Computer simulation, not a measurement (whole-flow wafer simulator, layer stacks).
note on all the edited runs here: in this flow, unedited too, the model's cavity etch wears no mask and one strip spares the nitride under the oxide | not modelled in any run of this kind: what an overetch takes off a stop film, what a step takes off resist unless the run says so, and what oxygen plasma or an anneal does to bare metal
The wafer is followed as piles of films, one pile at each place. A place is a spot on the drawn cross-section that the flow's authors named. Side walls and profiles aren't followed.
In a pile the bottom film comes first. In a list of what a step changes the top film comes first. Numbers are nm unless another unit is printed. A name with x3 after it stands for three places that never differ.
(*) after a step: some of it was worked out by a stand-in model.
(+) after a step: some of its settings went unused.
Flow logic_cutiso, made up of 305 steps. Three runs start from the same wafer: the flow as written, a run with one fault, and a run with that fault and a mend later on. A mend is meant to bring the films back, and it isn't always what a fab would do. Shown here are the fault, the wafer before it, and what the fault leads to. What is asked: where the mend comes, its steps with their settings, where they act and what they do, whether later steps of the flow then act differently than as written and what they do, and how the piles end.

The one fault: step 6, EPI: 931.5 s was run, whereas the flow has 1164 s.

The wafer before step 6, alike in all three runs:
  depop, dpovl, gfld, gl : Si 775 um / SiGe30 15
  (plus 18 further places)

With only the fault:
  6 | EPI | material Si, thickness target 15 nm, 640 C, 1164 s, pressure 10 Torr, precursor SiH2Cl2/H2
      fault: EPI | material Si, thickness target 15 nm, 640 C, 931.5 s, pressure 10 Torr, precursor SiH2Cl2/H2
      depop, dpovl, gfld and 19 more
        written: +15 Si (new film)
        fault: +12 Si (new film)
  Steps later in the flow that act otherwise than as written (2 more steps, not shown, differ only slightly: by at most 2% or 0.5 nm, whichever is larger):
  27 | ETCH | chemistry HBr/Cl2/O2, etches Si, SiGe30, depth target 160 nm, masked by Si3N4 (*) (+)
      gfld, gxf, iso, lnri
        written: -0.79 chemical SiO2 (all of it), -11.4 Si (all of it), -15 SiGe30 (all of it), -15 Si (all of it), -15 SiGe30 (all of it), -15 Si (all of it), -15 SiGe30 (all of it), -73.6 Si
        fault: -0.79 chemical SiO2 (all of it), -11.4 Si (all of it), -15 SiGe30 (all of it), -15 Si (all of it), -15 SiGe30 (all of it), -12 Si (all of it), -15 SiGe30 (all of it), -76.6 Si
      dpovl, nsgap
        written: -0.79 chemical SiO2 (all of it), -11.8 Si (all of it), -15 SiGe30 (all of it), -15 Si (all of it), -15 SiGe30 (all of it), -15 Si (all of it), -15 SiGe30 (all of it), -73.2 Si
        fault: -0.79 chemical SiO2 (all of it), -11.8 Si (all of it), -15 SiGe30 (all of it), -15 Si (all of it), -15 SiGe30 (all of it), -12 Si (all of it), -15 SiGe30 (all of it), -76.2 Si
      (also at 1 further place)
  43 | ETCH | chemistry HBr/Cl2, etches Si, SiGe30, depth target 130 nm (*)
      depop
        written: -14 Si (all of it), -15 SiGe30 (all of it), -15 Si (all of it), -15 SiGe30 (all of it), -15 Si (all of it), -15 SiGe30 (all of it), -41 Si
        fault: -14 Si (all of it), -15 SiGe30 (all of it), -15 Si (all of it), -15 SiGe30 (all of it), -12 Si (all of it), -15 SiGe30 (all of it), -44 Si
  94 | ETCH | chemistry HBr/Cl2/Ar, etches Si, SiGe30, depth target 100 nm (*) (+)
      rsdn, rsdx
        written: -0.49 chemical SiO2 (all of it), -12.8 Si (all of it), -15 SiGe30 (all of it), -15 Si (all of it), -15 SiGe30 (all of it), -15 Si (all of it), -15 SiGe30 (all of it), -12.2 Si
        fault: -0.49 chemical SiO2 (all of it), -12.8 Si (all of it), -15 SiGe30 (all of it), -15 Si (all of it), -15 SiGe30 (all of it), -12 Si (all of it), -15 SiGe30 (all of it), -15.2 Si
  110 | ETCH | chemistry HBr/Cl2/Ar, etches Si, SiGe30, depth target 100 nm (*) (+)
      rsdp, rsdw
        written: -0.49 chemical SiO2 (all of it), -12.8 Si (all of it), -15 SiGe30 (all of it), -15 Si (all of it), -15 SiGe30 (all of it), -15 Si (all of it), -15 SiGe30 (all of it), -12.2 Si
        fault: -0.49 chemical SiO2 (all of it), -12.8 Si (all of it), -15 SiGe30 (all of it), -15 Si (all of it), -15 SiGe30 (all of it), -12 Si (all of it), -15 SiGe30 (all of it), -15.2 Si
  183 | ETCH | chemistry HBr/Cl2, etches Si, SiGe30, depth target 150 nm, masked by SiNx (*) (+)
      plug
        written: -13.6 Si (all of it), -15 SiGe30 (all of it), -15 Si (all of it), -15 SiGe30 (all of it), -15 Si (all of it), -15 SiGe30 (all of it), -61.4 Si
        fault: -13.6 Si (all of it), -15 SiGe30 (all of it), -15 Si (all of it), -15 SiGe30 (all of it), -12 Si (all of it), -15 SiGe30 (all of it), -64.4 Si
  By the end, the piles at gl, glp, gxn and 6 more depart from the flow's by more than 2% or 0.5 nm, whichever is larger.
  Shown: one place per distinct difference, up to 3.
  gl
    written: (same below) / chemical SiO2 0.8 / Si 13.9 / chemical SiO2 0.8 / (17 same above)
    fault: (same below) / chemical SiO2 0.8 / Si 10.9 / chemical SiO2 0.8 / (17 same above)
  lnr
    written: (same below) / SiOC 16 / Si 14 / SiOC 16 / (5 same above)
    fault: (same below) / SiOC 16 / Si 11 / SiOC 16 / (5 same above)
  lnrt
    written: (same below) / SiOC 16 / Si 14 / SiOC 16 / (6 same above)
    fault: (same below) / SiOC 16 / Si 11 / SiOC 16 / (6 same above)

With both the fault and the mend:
  The mend stands after step 6.
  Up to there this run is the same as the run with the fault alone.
  6a | EPI | material Si, thickness target 15 nm, 640 C, 232.9 s, pressure 10 Torr, precursor SiH2Cl2/H2 (the flow's step 6, run once more with other settings)
      depop, dpovl, gfld and 19 more
        +3 Si
  Every later step of the flow that is run acts as written at every place that is followed.
  The piles end the same as the flow's at every place that both follow.
